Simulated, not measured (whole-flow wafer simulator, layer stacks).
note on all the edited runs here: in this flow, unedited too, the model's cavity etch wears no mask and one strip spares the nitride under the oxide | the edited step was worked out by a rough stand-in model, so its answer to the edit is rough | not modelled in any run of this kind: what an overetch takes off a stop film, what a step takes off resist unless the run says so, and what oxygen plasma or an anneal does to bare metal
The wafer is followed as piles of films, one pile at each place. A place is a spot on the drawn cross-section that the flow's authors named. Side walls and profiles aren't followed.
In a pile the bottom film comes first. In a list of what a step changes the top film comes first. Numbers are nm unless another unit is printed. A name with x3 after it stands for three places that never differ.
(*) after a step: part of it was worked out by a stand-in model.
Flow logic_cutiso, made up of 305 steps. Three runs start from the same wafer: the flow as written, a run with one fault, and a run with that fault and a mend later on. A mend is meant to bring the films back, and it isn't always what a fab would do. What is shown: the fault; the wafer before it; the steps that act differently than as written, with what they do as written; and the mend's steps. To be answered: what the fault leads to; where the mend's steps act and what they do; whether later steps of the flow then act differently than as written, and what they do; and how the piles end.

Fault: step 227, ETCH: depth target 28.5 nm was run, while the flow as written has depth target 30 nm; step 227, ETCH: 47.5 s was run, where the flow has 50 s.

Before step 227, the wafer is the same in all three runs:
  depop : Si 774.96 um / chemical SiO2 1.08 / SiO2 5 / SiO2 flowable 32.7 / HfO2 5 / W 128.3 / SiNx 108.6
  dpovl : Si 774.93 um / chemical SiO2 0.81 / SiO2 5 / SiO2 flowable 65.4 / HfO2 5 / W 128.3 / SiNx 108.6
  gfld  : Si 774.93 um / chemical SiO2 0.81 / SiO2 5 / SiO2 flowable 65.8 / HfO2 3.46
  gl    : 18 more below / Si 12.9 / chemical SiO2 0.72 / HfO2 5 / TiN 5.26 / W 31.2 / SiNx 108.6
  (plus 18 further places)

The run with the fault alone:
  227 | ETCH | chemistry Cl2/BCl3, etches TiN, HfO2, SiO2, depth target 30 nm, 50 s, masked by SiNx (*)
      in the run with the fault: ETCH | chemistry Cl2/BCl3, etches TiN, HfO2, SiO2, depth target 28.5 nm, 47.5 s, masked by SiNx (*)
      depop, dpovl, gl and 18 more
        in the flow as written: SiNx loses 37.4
        in the run with the fault: SiNx loses 35.6
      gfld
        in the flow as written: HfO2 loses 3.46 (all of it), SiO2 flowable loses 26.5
        in the run with the fault: HfO2 loses 3.46 (all of it), SiO2 flowable loses 25
  Steps further on in the flow that do not act as written (not shown: 1 more step that differs only slightly, by at most 2% or 0.5 nm, whichever is larger):
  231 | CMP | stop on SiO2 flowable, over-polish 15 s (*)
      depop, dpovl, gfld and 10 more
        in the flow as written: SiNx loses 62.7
        in the run with the fault: SiNx loses 64.6
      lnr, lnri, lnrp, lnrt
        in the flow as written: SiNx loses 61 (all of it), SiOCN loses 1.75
        in the run with the fault: SiNx loses 62.8 (all of it), SiOCN loses 1.75
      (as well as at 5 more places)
  The piles end different from the flow's at gfld by more than 2% or 0.5 nm, whichever is larger.
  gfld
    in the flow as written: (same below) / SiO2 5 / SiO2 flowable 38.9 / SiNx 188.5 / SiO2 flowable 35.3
    in the run with the fault: (same below) / SiO2 5 / SiO2 flowable 40.4 / SiNx 187 / SiO2 flowable 35.3

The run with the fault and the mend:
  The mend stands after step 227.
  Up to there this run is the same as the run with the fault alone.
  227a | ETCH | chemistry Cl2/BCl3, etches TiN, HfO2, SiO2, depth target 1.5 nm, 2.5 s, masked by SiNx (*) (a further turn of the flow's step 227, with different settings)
      depop, dpovl, gl and 18 more
        SiNx loses 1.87
      gfld
        SiO2 flowable loses 1.5
  None of the later steps of the flow acts differently than as written at any place that is followed.
  By the end, the piles equal the flow's at every place that both follow.
